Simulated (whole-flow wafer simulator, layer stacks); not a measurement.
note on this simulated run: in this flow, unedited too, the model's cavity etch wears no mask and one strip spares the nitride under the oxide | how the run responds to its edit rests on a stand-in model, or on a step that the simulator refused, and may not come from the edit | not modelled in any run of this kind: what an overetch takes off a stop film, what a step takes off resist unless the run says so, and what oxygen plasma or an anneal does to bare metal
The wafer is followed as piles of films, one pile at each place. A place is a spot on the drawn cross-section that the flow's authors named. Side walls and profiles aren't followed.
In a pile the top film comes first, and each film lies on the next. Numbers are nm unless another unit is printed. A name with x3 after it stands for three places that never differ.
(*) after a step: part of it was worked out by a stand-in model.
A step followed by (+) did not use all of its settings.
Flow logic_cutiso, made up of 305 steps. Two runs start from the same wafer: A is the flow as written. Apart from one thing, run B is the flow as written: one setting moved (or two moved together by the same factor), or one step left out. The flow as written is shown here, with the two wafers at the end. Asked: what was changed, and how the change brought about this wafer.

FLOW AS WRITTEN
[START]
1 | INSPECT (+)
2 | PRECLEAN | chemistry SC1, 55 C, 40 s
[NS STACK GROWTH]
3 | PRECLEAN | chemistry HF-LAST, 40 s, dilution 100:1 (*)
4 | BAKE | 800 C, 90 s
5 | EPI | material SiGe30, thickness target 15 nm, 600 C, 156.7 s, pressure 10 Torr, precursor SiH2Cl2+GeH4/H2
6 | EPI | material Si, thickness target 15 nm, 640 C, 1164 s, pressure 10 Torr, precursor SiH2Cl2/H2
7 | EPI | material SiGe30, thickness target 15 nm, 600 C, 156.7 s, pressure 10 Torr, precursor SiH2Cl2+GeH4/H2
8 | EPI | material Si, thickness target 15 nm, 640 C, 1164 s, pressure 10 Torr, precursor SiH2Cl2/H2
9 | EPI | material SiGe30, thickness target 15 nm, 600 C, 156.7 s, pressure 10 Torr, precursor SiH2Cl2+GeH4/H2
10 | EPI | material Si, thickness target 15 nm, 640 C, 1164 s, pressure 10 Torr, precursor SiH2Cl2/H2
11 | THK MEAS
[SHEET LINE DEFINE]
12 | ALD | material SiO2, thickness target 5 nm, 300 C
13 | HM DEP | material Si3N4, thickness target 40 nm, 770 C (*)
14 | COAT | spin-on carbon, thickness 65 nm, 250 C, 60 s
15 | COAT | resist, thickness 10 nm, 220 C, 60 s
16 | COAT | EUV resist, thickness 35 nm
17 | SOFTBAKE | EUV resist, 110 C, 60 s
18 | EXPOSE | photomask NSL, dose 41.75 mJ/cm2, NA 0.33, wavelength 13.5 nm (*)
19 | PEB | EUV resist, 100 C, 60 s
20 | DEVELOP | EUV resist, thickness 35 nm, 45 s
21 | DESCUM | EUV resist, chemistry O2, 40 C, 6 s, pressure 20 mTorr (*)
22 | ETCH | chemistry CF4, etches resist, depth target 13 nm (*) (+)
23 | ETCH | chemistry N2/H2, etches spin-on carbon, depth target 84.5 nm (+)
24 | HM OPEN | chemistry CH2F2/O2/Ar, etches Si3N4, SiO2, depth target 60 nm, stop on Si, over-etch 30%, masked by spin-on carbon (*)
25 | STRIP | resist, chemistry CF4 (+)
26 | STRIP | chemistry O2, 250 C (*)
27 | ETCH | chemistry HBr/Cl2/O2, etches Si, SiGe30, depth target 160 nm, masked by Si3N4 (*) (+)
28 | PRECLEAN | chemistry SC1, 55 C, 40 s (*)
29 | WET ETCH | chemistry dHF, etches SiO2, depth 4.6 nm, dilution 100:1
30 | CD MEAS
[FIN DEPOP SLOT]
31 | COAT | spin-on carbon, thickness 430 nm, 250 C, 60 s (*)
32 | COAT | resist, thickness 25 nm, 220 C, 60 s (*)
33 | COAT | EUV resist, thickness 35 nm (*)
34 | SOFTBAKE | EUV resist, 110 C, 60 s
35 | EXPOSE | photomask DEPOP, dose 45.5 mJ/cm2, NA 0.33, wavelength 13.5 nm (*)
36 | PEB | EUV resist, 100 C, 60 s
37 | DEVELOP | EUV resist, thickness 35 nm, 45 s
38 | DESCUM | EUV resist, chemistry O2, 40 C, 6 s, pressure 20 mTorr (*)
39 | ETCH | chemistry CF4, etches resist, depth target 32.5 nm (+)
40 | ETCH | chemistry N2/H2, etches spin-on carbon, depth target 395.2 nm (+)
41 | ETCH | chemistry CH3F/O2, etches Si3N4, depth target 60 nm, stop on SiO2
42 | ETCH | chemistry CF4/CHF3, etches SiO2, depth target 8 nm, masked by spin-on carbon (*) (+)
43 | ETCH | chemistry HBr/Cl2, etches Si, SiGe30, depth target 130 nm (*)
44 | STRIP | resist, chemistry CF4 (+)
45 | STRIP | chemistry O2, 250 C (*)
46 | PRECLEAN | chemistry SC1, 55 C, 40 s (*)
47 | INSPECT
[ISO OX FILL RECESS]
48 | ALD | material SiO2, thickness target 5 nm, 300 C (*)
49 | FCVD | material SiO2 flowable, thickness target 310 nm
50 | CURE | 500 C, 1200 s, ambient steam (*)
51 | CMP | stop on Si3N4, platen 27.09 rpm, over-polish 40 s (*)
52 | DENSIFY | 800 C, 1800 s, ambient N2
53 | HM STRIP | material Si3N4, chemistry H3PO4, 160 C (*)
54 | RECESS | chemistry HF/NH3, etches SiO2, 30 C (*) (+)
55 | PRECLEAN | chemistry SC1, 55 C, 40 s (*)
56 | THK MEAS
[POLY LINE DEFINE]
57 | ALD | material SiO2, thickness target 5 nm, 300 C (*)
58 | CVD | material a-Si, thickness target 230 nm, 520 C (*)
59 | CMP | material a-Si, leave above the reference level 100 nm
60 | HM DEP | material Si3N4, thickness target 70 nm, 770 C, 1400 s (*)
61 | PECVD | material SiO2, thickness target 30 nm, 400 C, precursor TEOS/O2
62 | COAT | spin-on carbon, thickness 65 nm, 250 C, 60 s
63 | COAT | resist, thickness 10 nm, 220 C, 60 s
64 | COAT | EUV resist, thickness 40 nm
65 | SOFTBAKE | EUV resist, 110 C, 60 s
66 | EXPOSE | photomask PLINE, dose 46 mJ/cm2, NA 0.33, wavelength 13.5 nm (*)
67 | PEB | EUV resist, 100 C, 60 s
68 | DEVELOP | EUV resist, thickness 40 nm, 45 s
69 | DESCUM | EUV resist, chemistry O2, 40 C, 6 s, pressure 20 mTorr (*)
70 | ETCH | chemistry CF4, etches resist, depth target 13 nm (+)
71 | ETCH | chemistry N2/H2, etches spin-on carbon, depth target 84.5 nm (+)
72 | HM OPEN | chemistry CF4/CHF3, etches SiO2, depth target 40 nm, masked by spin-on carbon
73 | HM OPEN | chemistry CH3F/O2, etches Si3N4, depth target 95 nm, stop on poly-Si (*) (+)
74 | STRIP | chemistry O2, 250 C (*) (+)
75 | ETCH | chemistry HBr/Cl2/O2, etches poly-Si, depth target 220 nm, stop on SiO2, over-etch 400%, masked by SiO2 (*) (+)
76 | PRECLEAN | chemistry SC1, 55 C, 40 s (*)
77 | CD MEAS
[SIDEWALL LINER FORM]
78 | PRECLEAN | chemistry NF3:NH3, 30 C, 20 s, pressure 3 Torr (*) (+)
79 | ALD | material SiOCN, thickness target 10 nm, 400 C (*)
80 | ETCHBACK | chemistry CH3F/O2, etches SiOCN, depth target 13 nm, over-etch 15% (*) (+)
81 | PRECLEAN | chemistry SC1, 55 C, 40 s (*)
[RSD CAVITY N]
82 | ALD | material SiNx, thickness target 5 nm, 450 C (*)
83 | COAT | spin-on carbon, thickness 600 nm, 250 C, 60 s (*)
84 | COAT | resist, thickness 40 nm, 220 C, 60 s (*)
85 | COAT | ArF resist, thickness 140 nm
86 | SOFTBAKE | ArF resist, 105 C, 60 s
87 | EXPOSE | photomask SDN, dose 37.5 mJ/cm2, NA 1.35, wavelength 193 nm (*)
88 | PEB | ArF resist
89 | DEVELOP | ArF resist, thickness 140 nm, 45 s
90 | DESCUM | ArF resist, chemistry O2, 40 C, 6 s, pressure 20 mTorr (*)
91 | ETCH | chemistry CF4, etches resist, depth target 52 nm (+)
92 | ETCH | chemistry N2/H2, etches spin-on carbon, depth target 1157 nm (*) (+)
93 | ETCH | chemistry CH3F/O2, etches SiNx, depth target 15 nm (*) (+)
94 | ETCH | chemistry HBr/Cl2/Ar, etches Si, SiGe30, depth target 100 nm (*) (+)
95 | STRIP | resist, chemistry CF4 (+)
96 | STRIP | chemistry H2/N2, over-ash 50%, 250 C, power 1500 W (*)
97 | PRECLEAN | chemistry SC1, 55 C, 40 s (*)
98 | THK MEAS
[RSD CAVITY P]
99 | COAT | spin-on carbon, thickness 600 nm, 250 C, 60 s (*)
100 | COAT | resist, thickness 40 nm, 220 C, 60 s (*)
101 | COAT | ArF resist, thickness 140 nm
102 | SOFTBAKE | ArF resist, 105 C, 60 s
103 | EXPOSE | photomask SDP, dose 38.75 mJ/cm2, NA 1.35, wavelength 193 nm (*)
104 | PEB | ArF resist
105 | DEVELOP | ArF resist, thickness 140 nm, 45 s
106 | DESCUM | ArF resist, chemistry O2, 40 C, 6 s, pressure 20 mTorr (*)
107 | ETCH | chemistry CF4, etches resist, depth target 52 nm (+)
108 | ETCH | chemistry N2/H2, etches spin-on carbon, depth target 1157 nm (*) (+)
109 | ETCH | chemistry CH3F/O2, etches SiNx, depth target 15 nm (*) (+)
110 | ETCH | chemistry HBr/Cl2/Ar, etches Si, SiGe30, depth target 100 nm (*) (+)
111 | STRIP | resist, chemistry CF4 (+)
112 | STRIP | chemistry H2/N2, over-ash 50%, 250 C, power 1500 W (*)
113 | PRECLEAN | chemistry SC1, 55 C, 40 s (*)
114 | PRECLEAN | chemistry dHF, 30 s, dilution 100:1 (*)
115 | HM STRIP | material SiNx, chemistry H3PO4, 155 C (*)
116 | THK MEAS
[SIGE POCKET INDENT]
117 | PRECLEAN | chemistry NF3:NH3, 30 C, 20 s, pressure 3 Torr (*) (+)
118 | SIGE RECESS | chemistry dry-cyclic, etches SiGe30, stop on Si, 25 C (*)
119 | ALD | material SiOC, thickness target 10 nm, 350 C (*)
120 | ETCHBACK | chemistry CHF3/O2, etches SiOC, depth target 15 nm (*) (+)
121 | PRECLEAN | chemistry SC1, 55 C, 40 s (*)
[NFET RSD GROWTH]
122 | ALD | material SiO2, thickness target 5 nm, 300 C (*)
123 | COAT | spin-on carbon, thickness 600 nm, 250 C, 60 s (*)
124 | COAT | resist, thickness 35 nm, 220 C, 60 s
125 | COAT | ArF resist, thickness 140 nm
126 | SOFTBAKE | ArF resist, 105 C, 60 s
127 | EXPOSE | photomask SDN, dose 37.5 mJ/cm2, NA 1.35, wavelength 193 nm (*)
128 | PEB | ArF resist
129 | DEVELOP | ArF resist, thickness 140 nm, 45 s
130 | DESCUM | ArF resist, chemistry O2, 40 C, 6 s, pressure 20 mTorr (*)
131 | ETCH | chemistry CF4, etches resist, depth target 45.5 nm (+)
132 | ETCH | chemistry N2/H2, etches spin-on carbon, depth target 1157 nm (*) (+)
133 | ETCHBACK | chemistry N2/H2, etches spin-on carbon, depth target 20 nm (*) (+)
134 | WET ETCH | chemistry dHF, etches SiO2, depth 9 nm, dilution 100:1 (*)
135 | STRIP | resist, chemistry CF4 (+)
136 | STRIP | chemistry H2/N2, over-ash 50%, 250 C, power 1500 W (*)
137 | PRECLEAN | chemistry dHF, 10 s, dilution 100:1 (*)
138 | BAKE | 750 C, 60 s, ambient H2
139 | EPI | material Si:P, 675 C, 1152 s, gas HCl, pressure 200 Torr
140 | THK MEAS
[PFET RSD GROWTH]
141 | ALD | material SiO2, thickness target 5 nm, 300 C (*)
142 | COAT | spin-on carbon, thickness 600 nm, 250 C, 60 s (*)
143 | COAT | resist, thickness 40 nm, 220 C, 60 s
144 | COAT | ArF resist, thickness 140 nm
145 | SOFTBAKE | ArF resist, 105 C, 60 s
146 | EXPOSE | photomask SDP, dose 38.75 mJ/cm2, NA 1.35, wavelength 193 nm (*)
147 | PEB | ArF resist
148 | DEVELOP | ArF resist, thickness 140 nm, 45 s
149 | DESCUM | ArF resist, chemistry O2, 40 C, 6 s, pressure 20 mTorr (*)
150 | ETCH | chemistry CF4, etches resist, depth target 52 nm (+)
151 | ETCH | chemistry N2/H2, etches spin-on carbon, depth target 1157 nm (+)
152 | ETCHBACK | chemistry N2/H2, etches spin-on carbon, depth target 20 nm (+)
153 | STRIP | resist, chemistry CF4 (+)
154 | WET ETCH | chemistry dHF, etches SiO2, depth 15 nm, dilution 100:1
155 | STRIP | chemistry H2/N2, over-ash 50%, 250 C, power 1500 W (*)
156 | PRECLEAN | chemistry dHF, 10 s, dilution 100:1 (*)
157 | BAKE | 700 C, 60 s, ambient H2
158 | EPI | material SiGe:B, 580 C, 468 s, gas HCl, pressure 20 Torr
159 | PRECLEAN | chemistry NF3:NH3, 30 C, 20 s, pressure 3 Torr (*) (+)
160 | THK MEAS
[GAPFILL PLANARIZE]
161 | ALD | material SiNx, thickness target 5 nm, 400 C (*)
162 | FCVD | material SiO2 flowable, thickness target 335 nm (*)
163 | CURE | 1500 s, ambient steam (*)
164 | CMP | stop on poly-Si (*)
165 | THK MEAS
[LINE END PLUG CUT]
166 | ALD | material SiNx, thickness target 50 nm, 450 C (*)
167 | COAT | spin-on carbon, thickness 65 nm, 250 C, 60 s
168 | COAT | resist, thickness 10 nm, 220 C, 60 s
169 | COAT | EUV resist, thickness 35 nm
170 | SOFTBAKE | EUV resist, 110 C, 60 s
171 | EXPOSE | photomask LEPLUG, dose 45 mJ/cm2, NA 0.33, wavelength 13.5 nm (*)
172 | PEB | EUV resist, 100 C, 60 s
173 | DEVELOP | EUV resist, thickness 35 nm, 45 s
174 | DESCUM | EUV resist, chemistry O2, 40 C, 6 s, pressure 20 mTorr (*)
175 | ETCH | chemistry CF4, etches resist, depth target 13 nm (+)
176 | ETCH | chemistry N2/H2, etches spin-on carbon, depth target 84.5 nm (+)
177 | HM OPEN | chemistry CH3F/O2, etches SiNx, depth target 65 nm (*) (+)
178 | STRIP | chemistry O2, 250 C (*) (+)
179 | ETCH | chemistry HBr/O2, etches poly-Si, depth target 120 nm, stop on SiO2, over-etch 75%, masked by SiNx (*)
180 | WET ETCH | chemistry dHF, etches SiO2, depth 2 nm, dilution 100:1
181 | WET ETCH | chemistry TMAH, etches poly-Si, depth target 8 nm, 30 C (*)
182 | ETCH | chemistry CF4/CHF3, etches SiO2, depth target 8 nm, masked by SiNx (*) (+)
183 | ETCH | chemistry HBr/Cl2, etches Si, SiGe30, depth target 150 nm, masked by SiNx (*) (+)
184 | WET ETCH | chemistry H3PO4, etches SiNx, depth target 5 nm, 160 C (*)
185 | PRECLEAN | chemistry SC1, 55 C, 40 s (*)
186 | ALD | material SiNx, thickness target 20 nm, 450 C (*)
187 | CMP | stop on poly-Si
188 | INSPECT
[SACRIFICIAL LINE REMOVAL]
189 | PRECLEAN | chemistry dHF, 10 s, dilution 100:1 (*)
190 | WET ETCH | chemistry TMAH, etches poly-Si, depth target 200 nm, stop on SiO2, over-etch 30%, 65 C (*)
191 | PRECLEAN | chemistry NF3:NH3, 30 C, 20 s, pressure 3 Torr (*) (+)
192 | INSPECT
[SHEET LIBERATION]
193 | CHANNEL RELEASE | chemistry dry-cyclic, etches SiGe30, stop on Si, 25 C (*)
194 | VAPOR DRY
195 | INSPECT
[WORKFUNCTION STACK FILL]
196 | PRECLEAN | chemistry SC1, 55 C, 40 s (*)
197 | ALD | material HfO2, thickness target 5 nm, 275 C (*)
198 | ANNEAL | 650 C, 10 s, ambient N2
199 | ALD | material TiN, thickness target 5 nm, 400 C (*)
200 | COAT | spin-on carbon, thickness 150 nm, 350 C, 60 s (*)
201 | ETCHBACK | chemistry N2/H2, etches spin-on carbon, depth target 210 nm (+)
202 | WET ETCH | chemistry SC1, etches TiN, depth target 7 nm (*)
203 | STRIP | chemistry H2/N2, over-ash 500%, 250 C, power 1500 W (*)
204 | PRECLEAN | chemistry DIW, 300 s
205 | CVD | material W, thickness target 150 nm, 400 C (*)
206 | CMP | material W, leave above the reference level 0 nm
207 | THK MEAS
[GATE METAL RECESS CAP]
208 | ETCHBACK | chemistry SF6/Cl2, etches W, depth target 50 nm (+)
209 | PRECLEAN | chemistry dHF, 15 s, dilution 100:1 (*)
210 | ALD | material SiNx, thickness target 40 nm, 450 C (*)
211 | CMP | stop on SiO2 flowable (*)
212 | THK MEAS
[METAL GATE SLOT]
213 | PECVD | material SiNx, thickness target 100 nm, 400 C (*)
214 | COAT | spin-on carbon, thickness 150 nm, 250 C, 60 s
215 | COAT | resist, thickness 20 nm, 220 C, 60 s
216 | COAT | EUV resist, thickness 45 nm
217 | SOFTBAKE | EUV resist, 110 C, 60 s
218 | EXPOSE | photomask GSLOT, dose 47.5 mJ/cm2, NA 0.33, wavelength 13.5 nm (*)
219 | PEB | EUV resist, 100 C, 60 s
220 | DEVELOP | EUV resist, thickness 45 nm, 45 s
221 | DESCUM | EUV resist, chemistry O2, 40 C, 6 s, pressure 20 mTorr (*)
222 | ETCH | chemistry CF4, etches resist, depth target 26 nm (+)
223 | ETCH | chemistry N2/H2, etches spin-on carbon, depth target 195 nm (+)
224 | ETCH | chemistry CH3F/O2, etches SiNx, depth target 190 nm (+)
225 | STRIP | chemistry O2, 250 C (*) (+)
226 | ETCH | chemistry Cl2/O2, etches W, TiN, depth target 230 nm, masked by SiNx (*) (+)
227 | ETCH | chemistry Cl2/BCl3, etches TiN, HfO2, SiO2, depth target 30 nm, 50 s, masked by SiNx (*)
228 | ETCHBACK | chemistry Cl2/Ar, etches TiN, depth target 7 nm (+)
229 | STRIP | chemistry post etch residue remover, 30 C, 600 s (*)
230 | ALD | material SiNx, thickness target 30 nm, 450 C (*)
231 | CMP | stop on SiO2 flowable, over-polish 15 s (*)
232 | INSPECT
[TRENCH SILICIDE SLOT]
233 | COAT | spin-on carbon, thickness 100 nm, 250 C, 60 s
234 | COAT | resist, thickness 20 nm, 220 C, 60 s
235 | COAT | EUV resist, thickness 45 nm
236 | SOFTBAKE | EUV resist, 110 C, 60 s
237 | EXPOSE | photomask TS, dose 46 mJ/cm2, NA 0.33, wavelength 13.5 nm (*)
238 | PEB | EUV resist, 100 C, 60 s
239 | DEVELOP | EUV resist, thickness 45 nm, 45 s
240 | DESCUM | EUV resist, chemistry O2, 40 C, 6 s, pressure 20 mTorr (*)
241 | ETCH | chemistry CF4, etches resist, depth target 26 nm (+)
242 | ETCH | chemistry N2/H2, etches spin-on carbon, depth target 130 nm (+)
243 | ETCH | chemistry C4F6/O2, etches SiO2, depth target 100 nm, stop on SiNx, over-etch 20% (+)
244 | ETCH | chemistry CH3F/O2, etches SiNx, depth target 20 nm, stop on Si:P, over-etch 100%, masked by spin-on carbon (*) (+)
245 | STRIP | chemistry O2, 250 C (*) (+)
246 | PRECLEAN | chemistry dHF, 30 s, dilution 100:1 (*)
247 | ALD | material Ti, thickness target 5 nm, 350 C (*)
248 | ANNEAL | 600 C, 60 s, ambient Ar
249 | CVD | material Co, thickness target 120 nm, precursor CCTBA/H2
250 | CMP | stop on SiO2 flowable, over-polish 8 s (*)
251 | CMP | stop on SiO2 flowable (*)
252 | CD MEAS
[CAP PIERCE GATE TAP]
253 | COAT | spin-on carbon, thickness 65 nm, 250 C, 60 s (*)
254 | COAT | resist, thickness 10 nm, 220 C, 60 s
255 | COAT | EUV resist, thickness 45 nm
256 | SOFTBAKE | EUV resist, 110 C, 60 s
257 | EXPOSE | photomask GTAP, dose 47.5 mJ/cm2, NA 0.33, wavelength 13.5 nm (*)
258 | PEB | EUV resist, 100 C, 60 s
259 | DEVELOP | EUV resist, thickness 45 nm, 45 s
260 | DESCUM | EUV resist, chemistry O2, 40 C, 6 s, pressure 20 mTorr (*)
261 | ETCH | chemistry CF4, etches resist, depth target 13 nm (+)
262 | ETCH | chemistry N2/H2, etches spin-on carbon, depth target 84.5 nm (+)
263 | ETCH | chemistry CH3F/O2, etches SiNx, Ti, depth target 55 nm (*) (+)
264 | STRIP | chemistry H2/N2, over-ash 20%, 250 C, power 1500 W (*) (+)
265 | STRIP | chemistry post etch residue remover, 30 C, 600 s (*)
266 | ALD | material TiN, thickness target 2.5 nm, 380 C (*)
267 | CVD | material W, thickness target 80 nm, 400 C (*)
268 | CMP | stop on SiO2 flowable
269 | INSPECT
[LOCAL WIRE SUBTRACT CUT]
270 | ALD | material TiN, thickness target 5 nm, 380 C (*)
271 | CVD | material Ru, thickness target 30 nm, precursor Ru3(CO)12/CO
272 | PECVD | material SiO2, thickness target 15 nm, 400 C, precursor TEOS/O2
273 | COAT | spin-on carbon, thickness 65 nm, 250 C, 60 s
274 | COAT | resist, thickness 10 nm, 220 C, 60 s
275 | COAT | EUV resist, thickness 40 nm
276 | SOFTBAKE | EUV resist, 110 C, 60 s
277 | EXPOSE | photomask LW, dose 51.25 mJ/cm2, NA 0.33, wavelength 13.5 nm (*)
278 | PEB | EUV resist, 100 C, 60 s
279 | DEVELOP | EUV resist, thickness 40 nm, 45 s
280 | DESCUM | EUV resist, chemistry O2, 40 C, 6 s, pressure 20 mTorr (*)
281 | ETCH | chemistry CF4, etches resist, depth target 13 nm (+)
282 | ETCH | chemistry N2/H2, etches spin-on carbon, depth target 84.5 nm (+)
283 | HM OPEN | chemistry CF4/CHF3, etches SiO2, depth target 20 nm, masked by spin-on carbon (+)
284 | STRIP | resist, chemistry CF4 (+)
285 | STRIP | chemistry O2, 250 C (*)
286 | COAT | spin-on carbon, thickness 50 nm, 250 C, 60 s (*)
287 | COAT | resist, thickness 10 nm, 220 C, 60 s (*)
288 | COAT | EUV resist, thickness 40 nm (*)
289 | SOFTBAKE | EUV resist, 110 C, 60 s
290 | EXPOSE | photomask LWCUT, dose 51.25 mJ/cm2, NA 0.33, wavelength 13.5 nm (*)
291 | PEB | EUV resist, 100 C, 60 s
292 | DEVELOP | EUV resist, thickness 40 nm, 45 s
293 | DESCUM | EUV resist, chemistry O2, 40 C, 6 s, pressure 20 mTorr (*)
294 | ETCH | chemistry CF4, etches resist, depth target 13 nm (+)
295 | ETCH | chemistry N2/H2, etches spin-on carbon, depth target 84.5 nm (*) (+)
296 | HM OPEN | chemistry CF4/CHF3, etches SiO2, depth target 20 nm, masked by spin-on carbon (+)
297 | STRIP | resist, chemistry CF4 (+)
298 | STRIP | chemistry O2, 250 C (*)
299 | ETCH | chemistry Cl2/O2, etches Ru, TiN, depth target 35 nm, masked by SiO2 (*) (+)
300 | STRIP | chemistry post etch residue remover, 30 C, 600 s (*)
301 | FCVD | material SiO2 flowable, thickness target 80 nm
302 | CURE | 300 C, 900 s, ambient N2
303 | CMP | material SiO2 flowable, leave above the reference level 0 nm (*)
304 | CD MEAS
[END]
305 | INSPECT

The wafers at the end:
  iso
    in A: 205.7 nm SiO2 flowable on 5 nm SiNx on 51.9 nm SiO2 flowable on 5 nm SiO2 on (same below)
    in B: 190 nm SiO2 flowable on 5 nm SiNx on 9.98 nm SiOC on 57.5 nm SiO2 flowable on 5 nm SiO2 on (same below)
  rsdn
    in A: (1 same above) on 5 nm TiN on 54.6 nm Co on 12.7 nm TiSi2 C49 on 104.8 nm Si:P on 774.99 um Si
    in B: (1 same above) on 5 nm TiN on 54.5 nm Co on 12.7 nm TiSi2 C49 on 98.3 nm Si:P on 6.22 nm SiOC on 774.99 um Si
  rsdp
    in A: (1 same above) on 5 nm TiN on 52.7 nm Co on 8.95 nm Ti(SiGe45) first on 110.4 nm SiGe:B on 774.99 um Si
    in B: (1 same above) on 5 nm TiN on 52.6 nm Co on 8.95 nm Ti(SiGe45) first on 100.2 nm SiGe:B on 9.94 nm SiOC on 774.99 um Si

Cause: step 120, ETCHBACK: chemistry CHF3/O2, etches SiOC, depth target 15 nm (*) (+), was skipped.

Step by step, how the change led to this:
  122 | ALD | material SiO2, thickness target 5 nm, 300 C (*)
      depop, dpovl, gfld, gxf, isow, ns, nsgap, plug: A SiO2 gains 5 | B SiO2 gains 5 (new film)
      gxn: A SiO2 gains 6.76 (new film) | B SiO2 gains 5 (new film)
      (as well as at 1 more place)
  123 | COAT | spin-on carbon, thickness 600 nm, 250 C, 60 s (*)
      gfld, gxf, plug: A spin-on carbon gains 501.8 (new film) | B spin-on carbon gains 562 (new film)
      lnr, lnrp, lnrt: A spin-on carbon gains 501.8 (new film) | B spin-on carbon gains 564.6 (new film)
      (as well as at 11 more places)
  132 | ETCH | chemistry N2/H2, etches spin-on carbon, depth target 1157 nm (*) (+)
      gl, tap: A spin-on carbon loses 501.7 (all of it), SiO2 loses 5 (all of it), Si3N4 loses 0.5 | B spin-on carbon loses 562.1 (all of it), SiO2 loses 5 (all of it), SiOC loses 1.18
      lnr, lnrt: A spin-on carbon loses 496.5 (all of it), SiO2 loses 5 (all of it), SiOCN loses 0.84 | B spin-on carbon loses 559.3 (all of it), SiO2 loses 5 (all of it), SiOC loses 1.25
      (as well as at 18 more places)
  133 | ETCHBACK | chemistry N2/H2, etches spin-on carbon, depth target 20 nm (*) (+)
      gl, tap: A Si3N4 loses 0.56 | B SiOC loses 1.18
      lnr, lnrt: A SiOCN loses 0.83 | B SiOC loses 1.18
      (as well as at 1 more place)
  134 | WET ETCH | chemistry dHF, etches SiO2, depth 9 nm, dilution 100:1 (*)
      lnr, lnrt: A SiOCN loses 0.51 | B SiOC loses 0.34
  135 | STRIP | resist, chemistry CF4 (+)
      lnr, lnrt: A SiOCN loses 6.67 | B SiOC loses 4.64
      gl: A Si3N4 loses 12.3 | B SiOC loses 5.12
      (as well as at 19 more places)
  136 | STRIP | chemistry H2/N2, over-ash 50%, 250 C, power 1500 W (*)
      gfld, gxf, plug: A spin-on carbon loses 501.8 (all of it) | B spin-on carbon loses 562 (all of it)
      rsdp, rsdw: A spin-on carbon loses 783.2 (all of it) | B spin-on carbon loses 848.6 (all of it)
      (as well as at 5 more places)
  139 | EPI | material Si:P, 675 C, 1152 s, gas HCl, pressure 200 Torr
      rsdn: A Si:P gains 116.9 (new film) | B Si:P gains 110.4 (new film)
      rsdx: A Si:P gains 116.9 (new film) | B Si:P gains 110 (new film)
  141 | ALD | material SiO2, thickness target 5 nm, 300 C (*)
      gxn: A SiO2 gains 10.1 (new film) | B SiO2 gains 5 (new film)
  142 | COAT | spin-on carbon, thickness 600 nm, 250 C, 60 s (*)
      gfld, gxf: A spin-on carbon gains 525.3 (new film) | B spin-on carbon gains 577.2 (new film)
      gl, tap: A spin-on carbon gains 547.8 (new film) | B spin-on carbon gains 593.9 (new film)
      (as well as at 13 more places)
  151 | ETCH | chemistry N2/H2, etches spin-on carbon, depth target 1157 nm (+)
      rsdp, rsdw: A spin-on carbon loses 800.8 (all of it) | B spin-on carbon loses 857.9 (all of it), SiO2 loses 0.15
      depop, dpovl, gfld and 14 more: A ArF resist loses 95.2 (all of it), resist loses 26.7 | B ArF resist loses 95.2 (all of it), resist loses 29
      (as well as at 3 more places)
  153 | STRIP | resist, chemistry CF4 (+)
      depop, dpovl, isow, ns, nsgap: A resist loses 12 (all of it) | B resist loses 9.71 (all of it)
      gl, lnrt, rsdn, tap: A resist loses 12 (all of it) | B resist loses 9.74 (all of it)
      (as well as at 11 more places)
  154 | WET ETCH | chemistry dHF, etches SiO2, depth 15 nm, dilution 100:1
      rsdp: A SiO2 loses 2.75 (all of it), chemical SiO2 loses 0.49 (all of it) | B SiO2 loses 3.56 (all of it)
      rsdw: A SiO2 loses 2.25 (all of it), chemical SiO2 loses 0.49 (all of it) | B SiO2 loses 3.1 (all of it)
  155 | STRIP | chemistry H2/N2, over-ash 50%, 250 C, power 1500 W (*)
      gfld, gxf: A spin-on carbon loses 525.3 (all of it) | B spin-on carbon loses 577.2 (all of it)
      gl, tap: A spin-on carbon loses 547.8 (all of it) | B spin-on carbon loses 593.9 (all of it)
      (as well as at 8 more places)
  156 | PRECLEAN | chemistry dHF, 10 s, dilution 100:1 (*)
      lnrp: A SiOCN loses 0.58 | B SiOC loses 0.06
  158 | EPI | material SiGe:B, 580 C, 468 s, gas HCl, pressure 20 Torr
      rsdp, rsdw: A SiGe:B gains 116.8 (new film) | B SiGe:B gains 106.6 (new film)
  ... 7 other steps ...
  265 | STRIP | chemistry post etch residue remover, 30 C, 600 s (*)
      rsdx: A nothing | B Ti loses 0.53 (all of it)
